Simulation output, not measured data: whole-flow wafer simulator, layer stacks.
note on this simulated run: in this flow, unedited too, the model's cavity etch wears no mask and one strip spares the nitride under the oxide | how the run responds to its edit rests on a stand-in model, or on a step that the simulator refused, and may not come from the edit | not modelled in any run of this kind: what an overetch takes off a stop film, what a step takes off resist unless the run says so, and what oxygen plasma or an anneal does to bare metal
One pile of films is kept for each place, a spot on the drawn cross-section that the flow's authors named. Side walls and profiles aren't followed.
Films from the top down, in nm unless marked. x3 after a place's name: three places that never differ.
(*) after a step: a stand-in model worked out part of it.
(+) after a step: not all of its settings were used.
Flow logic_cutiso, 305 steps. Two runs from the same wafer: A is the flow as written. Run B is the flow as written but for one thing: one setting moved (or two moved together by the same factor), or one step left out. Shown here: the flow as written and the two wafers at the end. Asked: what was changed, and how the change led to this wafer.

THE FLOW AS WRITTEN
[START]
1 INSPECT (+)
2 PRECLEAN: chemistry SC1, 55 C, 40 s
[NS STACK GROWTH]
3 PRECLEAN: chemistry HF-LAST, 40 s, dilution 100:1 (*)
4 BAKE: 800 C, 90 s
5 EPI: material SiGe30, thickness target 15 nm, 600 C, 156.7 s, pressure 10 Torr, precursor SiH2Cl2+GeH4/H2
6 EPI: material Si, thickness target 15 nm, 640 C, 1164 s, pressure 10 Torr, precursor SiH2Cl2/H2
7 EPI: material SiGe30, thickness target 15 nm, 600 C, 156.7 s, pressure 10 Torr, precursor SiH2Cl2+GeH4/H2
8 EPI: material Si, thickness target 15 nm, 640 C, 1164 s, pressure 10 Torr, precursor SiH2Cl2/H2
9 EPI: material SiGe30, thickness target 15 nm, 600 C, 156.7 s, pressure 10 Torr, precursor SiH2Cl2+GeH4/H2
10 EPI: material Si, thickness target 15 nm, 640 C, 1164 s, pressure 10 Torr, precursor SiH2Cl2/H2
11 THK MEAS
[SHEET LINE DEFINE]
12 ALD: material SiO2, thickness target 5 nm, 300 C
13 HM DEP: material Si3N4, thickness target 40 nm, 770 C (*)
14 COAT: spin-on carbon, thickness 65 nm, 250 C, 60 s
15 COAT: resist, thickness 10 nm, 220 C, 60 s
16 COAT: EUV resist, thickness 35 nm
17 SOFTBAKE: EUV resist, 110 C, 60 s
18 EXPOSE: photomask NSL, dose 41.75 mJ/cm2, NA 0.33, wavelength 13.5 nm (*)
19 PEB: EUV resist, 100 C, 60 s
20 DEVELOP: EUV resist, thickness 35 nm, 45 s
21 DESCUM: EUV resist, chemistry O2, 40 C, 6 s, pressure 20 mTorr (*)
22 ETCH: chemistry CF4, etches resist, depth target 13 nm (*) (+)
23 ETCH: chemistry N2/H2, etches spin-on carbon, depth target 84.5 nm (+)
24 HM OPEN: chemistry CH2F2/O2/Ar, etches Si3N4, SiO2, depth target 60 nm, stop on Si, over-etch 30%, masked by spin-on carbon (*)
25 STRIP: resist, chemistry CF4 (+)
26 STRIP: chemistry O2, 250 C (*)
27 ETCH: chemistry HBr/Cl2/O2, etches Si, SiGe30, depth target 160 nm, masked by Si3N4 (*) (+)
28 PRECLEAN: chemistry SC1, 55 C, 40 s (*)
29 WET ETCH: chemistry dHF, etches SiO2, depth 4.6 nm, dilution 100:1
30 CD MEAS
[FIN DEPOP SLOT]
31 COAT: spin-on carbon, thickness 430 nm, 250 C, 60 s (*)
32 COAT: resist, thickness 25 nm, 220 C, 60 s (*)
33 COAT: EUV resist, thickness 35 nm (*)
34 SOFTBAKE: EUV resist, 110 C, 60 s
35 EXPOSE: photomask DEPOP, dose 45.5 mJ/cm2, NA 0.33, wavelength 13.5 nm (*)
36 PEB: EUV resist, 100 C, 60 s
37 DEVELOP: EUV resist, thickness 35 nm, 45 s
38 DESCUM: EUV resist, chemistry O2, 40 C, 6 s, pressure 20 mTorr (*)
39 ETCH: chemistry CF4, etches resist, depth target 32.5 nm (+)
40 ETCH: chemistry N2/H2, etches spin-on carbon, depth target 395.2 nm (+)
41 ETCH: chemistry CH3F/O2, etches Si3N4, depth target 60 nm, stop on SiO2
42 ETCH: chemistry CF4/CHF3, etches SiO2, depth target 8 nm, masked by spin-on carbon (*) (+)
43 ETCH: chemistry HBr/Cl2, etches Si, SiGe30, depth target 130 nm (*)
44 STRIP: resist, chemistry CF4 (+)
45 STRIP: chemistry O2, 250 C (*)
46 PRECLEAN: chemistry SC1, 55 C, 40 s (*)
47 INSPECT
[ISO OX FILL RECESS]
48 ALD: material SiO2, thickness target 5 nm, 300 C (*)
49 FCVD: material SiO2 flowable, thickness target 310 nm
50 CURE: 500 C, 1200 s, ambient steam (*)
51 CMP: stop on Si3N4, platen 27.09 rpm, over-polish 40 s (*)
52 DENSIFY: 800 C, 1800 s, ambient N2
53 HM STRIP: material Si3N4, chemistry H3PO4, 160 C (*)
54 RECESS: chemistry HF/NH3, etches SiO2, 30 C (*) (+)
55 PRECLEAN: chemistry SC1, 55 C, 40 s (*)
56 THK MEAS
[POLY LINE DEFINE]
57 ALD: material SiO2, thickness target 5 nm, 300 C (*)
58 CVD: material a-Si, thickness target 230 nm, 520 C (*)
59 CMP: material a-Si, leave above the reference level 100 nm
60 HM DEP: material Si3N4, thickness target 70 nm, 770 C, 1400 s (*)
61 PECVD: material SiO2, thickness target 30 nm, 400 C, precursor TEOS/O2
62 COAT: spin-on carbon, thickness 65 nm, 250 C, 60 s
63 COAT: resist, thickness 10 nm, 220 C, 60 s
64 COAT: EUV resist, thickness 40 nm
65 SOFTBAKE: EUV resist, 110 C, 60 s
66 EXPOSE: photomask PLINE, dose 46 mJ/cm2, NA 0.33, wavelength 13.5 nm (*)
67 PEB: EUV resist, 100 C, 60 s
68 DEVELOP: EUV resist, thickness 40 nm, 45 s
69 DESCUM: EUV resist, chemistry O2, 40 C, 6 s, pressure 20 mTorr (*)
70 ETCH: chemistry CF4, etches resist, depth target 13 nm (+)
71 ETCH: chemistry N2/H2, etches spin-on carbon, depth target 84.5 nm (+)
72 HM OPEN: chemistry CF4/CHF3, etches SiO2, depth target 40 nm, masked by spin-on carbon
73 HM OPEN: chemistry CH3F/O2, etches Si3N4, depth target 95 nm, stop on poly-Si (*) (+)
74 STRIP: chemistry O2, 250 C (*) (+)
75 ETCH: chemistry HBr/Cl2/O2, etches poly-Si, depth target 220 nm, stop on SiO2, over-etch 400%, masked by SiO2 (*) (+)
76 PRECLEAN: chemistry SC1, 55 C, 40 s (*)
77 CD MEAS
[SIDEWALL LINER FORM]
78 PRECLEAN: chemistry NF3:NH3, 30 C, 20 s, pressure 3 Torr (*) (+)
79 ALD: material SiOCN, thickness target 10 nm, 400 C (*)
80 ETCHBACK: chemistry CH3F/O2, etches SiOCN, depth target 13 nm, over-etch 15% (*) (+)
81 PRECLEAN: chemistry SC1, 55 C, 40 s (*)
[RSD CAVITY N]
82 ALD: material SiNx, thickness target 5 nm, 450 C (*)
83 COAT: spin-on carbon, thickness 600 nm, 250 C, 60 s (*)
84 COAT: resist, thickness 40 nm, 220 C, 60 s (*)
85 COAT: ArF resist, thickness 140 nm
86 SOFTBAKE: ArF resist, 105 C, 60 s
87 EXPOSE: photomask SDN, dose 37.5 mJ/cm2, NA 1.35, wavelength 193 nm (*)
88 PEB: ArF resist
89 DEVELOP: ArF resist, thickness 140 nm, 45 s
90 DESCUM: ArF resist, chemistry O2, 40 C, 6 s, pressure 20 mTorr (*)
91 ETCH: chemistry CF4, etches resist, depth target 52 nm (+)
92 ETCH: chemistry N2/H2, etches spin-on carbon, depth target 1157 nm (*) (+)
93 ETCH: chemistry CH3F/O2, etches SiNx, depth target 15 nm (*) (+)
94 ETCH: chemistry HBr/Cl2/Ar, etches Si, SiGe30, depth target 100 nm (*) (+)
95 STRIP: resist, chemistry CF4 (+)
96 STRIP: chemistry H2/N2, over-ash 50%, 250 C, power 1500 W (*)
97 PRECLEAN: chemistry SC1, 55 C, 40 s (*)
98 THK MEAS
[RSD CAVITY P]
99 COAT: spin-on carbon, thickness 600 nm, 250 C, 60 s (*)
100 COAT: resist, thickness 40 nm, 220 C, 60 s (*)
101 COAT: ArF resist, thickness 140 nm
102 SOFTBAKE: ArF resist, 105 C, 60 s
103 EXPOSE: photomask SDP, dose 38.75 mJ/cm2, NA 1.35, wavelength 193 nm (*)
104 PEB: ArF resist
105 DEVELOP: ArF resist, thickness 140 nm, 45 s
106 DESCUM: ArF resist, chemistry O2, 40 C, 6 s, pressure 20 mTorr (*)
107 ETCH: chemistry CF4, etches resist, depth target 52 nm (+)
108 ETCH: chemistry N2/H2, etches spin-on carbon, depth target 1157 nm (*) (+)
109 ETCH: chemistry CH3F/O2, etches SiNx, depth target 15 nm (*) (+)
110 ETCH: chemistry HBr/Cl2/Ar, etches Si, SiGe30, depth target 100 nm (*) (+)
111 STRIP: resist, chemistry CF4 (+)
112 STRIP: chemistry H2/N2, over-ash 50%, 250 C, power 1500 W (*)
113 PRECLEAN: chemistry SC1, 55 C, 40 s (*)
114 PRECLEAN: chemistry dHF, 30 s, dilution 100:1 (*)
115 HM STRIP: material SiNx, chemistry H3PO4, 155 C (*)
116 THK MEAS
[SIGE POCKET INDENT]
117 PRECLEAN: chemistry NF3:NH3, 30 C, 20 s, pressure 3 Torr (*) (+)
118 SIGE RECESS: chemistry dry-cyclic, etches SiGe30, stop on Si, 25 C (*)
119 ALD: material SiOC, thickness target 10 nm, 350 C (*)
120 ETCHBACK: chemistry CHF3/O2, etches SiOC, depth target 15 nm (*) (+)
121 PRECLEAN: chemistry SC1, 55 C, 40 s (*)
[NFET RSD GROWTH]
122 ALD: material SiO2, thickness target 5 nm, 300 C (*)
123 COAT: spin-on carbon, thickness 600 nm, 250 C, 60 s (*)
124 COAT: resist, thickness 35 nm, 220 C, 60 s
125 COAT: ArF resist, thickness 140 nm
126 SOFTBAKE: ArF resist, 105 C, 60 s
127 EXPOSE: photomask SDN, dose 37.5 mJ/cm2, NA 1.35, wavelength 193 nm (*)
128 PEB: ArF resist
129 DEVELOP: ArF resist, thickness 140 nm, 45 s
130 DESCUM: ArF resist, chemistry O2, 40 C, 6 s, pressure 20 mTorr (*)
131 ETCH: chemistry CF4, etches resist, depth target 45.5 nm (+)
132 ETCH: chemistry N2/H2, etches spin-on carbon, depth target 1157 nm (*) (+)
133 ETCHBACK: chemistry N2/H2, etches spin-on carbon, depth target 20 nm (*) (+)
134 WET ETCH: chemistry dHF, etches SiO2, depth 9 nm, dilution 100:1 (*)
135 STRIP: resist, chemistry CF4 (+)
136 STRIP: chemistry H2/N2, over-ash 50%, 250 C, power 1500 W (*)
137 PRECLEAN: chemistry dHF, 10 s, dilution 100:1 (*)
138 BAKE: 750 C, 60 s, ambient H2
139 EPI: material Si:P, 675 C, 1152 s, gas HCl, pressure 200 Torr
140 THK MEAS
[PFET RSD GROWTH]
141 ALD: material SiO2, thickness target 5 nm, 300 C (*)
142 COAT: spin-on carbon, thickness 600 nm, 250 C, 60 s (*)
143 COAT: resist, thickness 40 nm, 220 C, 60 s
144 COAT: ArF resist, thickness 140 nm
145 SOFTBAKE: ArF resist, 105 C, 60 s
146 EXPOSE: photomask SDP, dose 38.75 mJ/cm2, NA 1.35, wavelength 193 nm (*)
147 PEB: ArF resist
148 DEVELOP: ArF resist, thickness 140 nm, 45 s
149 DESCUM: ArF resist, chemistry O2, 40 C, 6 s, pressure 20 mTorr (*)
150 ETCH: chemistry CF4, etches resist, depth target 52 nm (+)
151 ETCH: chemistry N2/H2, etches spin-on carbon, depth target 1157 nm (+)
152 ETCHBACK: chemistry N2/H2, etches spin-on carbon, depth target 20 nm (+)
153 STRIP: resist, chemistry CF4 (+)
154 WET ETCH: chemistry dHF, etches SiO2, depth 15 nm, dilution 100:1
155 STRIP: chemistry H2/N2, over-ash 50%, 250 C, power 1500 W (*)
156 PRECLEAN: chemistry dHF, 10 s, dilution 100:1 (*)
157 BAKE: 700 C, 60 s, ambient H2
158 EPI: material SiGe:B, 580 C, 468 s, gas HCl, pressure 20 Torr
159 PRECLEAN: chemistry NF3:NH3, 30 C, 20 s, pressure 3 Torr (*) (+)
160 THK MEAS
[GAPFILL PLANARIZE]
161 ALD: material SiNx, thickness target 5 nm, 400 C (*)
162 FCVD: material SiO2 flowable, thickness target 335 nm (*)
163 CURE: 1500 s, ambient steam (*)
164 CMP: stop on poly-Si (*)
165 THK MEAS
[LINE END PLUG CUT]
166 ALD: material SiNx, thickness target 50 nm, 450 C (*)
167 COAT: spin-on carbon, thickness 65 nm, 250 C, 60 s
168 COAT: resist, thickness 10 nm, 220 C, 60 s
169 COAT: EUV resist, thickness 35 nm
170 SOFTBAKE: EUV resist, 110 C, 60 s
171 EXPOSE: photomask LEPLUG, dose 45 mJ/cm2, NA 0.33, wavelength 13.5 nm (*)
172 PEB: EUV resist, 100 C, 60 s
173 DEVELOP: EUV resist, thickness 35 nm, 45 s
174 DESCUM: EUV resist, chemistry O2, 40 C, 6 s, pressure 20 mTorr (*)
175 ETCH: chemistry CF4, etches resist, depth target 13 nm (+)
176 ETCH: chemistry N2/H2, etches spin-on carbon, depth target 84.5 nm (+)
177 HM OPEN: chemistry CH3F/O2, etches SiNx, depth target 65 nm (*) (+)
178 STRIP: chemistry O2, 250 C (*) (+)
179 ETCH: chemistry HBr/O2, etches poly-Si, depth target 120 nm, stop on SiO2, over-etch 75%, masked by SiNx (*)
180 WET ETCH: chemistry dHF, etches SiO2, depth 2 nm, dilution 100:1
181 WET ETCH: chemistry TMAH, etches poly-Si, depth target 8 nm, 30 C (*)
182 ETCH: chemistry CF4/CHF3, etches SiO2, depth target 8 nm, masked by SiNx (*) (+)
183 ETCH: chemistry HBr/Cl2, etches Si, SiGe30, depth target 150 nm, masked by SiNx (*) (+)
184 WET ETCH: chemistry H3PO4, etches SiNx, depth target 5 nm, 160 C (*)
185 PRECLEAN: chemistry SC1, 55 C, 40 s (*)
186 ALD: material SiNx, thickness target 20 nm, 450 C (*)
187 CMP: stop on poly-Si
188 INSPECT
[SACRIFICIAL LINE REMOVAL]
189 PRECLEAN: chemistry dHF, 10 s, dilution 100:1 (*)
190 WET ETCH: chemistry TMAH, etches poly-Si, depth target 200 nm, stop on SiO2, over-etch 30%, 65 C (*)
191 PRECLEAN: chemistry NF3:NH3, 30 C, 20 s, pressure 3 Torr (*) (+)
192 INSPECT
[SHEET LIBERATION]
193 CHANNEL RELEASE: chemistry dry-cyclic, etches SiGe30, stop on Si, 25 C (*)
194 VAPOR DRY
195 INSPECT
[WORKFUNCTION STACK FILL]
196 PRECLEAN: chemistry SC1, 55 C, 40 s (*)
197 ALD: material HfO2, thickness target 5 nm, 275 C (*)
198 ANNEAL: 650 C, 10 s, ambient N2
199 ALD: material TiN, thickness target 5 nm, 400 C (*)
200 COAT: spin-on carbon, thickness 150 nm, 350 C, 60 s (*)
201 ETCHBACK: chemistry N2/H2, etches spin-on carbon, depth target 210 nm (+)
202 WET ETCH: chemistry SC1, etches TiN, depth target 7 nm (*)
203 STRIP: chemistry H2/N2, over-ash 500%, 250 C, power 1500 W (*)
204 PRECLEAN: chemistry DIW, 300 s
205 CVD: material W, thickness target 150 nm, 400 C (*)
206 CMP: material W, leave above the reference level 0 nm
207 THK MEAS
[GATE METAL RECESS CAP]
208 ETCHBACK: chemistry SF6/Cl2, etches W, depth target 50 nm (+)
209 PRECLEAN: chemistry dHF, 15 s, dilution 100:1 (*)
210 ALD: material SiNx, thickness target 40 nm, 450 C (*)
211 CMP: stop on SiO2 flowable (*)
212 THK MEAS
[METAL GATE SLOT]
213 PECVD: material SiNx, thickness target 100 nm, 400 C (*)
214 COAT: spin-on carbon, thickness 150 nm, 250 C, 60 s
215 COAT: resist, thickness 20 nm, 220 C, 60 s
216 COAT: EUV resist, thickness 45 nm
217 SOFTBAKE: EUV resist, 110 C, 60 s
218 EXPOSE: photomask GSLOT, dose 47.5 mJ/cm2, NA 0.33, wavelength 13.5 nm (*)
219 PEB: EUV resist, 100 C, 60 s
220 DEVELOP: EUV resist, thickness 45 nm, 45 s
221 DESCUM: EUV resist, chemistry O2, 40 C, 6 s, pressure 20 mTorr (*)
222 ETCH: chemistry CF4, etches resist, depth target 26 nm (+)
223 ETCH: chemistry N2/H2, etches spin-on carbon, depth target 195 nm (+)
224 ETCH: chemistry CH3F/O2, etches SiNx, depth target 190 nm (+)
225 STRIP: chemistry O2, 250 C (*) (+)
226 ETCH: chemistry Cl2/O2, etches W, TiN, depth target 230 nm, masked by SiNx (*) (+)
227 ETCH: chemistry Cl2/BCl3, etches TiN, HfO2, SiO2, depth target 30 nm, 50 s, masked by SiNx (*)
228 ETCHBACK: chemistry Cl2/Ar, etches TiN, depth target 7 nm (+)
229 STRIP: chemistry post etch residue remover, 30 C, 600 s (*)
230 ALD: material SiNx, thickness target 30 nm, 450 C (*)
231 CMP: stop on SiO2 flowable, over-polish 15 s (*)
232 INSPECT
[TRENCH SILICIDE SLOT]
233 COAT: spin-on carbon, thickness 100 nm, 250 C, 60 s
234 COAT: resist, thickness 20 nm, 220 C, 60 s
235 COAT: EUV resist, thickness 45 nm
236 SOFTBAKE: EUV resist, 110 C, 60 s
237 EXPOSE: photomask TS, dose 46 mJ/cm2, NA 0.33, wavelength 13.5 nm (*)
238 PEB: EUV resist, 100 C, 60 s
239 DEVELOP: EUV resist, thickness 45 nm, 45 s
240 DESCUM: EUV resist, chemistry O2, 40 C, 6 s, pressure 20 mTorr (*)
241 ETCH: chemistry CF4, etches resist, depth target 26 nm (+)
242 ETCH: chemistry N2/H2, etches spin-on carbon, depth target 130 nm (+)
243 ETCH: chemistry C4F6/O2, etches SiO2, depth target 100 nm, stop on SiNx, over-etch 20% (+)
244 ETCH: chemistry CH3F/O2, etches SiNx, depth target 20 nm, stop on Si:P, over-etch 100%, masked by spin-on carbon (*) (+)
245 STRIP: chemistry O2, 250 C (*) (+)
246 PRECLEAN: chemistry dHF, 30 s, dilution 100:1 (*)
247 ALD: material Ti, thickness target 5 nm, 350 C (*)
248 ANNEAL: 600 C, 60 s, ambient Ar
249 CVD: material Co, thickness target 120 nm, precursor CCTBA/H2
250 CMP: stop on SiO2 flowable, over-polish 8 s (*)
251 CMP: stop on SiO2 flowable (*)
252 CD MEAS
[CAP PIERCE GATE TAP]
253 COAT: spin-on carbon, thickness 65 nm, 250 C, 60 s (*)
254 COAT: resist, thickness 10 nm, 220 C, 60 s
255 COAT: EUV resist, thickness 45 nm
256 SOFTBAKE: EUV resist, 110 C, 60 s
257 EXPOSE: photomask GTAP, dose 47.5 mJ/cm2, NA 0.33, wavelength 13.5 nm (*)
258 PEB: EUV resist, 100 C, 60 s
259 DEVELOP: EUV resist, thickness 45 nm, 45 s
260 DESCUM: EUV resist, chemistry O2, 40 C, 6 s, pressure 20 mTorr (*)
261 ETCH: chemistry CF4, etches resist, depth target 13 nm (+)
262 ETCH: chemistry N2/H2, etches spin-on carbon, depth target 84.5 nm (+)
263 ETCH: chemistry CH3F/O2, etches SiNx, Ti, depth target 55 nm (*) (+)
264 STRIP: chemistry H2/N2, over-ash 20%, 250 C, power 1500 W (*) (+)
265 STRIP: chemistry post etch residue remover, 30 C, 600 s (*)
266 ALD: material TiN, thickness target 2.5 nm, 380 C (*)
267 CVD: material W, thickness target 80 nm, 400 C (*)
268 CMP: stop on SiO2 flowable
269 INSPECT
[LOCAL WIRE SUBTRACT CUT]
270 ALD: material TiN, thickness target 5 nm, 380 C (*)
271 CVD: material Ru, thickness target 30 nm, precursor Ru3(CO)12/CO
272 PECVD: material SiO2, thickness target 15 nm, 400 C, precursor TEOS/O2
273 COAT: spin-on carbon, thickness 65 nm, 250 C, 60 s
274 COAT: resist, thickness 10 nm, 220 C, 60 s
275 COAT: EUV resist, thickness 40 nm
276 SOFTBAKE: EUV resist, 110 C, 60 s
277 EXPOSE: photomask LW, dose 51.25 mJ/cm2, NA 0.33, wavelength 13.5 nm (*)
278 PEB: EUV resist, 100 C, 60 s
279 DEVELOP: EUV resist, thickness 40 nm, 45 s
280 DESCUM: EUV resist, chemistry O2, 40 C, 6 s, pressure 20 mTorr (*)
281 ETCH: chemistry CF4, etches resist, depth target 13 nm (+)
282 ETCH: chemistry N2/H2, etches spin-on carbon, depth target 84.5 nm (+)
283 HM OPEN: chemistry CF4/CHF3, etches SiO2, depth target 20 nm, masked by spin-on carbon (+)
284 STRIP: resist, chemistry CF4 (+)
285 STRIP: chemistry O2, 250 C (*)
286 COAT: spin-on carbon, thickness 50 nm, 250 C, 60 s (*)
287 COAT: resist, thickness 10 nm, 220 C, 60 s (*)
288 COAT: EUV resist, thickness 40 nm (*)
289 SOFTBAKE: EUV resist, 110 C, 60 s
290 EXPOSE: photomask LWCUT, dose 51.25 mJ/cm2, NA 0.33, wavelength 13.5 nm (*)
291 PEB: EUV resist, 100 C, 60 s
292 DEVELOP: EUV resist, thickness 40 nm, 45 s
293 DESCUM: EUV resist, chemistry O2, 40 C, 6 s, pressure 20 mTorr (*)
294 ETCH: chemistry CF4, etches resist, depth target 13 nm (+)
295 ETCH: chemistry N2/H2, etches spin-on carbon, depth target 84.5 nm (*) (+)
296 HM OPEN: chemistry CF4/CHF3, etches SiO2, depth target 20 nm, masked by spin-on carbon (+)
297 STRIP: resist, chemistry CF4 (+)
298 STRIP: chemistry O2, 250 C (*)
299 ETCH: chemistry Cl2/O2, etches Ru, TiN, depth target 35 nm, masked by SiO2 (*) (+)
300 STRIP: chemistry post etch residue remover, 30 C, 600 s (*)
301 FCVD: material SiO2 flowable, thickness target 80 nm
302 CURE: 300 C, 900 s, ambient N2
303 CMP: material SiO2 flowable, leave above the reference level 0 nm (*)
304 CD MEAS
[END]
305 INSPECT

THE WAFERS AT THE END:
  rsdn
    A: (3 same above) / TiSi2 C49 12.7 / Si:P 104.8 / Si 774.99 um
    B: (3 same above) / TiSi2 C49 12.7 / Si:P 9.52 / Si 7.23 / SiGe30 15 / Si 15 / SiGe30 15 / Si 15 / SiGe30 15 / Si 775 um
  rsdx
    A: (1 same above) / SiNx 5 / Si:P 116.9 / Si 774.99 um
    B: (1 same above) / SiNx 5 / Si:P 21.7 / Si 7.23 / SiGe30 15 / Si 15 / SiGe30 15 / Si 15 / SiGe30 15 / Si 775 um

The cause: step 92, ETCH: chemistry N2/H2, etches spin-on carbon, depth target 1157 nm (*) (+), was left out.

How the change led to this, step by step:
  93 ETCH: chemistry CH3F/O2, etches SiNx, depth target 15 nm (*) (+)
      depop, dpovl, gfld and 12 more: A resist -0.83 | B nothing
      gl, gxn, tap: A SiNx -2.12 (all of it), SiO2 -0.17 | B nothing
      (and at 4 more places)
  94 ETCH: chemistry HBr/Cl2/Ar, etches Si, SiGe30, depth target 100 nm (*) (+)
      rsdn, rsdx: A chemical SiO2 -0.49 (all of it), Si -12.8 (all of it), SiGe30 -15 (all of it), Si -15 (all of it), SiGe30 -15 (all of it), Si -15 (all of it), SiGe30 -15 (all of it), Si -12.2 | B nothing
  95 STRIP: resist, chemistry CF4 (+)
      depop, dpovl, glp and 9 more: A resist -13 (all of it) | B ArF resist -95.2 (all of it), resist -40 (all of it)
      lnrp, plug: A resist -12.9 (all of it) | B ArF resist -95.2 (all of it), resist -40 (all of it)
      (and at 1 more place)
  96 STRIP: chemistry H2/N2, over-ash 50%, 250 C, power 1500 W (*)
      gl, gxn, tap: A nothing | B spin-on carbon -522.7 (all of it)
      lnr, lnrt: A nothing | B spin-on carbon -524.9 (all of it)
      (and at 2 more places)
  99 COAT: spin-on carbon, thickness 600 nm, 250 C, 60 s (*)
      gl, gxn: A spin-on carbon +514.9 (new film) | B spin-on carbon +528.7 (new film)
      glp, gxp: A spin-on carbon +509.9 (new film) | B spin-on carbon +528.7 (new film)
      (and at 13 more places)
  108 ETCH: chemistry N2/H2, etches spin-on carbon, depth target 1157 nm (*) (+)
      depop, dpovl, gfld and 14 more: A ArF resist -95.2 (all of it), resist -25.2 | B ArF resist -95.2 (all of it), resist -26.2
      glp, gxp: A spin-on carbon -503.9 (all of it), SiNx -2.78 | B spin-on carbon -522.7 (all of it), SiNx -2.88
      (and at 3 more places)
  111 STRIP: resist, chemistry CF4 (+)
      depop, dpovl, gfld and 6 more: A resist -14 (all of it) | B resist -13 (all of it)
      gl, gxf, gxn, lnr, lnrt, rsdn, rsdx: A resist -14.1 (all of it) | B resist -13 (all of it)
      (and at 1 more place)
  112 STRIP: chemistry H2/N2, over-ash 50%, 250 C, power 1500 W (*)
      gl, gxn: A spin-on carbon -514.9 (all of it) | B spin-on carbon -528.7 (all of it)
      lnr, lnrt: A spin-on carbon -517.6 (all of it) | B spin-on carbon -530.9 (all of it)
      (and at 8 more places)
  114 PRECLEAN: chemistry dHF, 30 s, dilution 100:1 (*)
      gl, gxn, tap: A SiO2 -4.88 | B SiNx -1
      lnr, lnrt: A SiOCN -0.49 | B SiNx -1
      (and at 2 more places)
  115 HM STRIP: material SiNx, chemistry H3PO4, 155 C (*)
      gl, gxn, tap: A SiO2 -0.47 | B SiNx -3.99 (all of it), SiO2 -0.18
      lnr, lnrt: A SiOCN -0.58 | B SiNx -3.99 (all of it), SiOCN -0.22
      (and at 2 more places)
  119 ALD: material SiOC, thickness target 10 nm, 350 C (*)
      gxn: A SiOC +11 (new film) | B SiOC +10 (new film)
  120 ETCHBACK: chemistry CHF3/O2, etches SiOC, depth target 15 nm (*) (+)
      gl, tap: A SiOC -10 (all of it), SiO2 -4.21 (all of it), Si3N4 -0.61 | B SiOC -10 (all of it), SiO2 -5
      rsdn, rsdx: A SiOC -10 (all of it) | B SiOC -10 (all of it), Si -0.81
      (and at 1 more place)
  122 ALD: material SiO2, thickness target 5 nm, 300 C (*)
      gl, tap: A SiO2 +5 (new film) | B SiO2 +5
      gxn: A SiO2 +6.76 (new film) | B SiO2 +5
  123 COAT: spin-on carbon, thickness 600 nm, 250 C, 60 s (*)
      gfld, lnrp: A spin-on carbon +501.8 (new film) | B spin-on carbon +515.2 (new film)
      gxf, plug: A spin-on carbon +501.8 (new film) | B spin-on carbon +515.3 (new film)
      (and at 8 more places)
  132 ETCH: chemistry N2/H2, etches spin-on carbon, depth target 1157 nm (*) (+)
      gl, tap: A spin-on carbon -501.7 (all of it), SiO2 -5 (all of it), Si3N4 -0.5 | B spin-on carbon -510 (all of it), SiO2 -5.55
      rsdn, rsdx: A spin-on carbon -778.1 (all of it) | B spin-on carbon -691.8 (all of it), SiO2 -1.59
      (and at 3 more places)
  133 ETCHBACK: chemistry N2/H2, etches spin-on carbon, depth target 20 nm (*) (+)
      gl, tap: A Si3N4 -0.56 | B SiO2 -1.11
      gxn: A SiO2 -0.7 (all of it), Si3N4 -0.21 | B SiO2 -1.11
  ... 5 more steps ...
  164 CMP: stop on poly-Si (*)
      gxn: A SiO2 flowable -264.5 (all of it), SiNx -5 (all of it), SiO2 -1.12 (all of it), Si3N4 -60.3 (all of it) | B SiO2 flowable -263.2 (all of it), SiNx -5 (all of it), SiO2 -2.75 (all of it), Si3N4 -60.3 (all of it)
      lnr: A SiO2 flowable -260.9 (all of it), SiNx -5 (all of it), SiOCN -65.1 | B SiO2 flowable -259.6 (all of it), SiNx -5 (all of it), SiOCN -66.6
      (and at 1 more place)
